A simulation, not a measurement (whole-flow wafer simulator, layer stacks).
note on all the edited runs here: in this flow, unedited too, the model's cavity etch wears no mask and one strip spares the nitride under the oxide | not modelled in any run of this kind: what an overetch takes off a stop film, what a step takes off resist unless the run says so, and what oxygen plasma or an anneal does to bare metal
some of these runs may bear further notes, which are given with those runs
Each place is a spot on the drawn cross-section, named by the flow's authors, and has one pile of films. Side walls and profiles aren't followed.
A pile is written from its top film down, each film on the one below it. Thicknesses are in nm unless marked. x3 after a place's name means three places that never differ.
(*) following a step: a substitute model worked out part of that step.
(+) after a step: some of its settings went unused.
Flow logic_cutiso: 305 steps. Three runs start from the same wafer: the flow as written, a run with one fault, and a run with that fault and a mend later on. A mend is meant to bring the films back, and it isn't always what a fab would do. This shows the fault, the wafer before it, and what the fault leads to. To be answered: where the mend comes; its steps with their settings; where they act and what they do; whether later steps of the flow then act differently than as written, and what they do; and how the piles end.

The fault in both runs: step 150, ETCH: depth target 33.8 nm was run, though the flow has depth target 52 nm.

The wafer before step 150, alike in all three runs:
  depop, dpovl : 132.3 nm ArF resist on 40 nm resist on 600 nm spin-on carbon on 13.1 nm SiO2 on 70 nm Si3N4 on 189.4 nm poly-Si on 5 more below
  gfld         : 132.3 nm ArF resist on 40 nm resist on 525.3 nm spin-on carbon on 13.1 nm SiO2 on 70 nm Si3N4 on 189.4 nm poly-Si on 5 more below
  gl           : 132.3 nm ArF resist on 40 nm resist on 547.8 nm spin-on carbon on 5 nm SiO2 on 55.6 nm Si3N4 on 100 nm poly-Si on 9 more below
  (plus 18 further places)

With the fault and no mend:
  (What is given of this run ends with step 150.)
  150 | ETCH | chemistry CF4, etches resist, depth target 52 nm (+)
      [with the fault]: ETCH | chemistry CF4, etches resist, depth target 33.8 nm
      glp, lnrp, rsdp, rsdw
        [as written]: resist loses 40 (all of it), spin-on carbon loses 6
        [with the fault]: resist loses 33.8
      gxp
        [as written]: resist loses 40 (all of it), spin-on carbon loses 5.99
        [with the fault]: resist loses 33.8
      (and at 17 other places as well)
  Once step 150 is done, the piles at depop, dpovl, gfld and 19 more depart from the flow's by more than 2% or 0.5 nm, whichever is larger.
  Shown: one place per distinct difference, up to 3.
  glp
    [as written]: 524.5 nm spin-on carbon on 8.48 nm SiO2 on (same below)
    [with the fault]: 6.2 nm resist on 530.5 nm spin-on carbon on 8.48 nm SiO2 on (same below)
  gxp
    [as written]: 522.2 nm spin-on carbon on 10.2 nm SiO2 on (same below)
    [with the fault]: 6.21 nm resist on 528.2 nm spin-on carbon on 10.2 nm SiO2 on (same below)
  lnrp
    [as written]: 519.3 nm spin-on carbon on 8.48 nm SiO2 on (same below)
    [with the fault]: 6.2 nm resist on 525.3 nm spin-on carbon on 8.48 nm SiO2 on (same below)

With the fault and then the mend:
  The mend stands after step 150.
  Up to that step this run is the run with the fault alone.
  150a | ETCH | chemistry CF4, etches resist, depth target 18.2 nm (*) (+) (the flow's step 150 again, with other settings)
      depop, dpovl, gfld and 14 more
        ArF resist loses 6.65
      glp, lnrp, rsdp
        resist loses 6.2 (all of it), spin-on carbon loses 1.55
      gxp, rsdw
        resist loses 6.21 (all of it), spin-on carbon loses 1.55
  Steps further on in the flow that do not act as written (1 other step is not shown; it differs only slightly, by no more than 2% or 0.5 nm, whichever is larger):
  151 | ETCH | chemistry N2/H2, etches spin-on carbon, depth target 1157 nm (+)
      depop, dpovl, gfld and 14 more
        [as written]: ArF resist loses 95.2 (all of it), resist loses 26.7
        [with the mend]: ArF resist loses 101.5 (all of it), resist loses 26.7
  At every place that both follow, the piles at the end match the flow's.
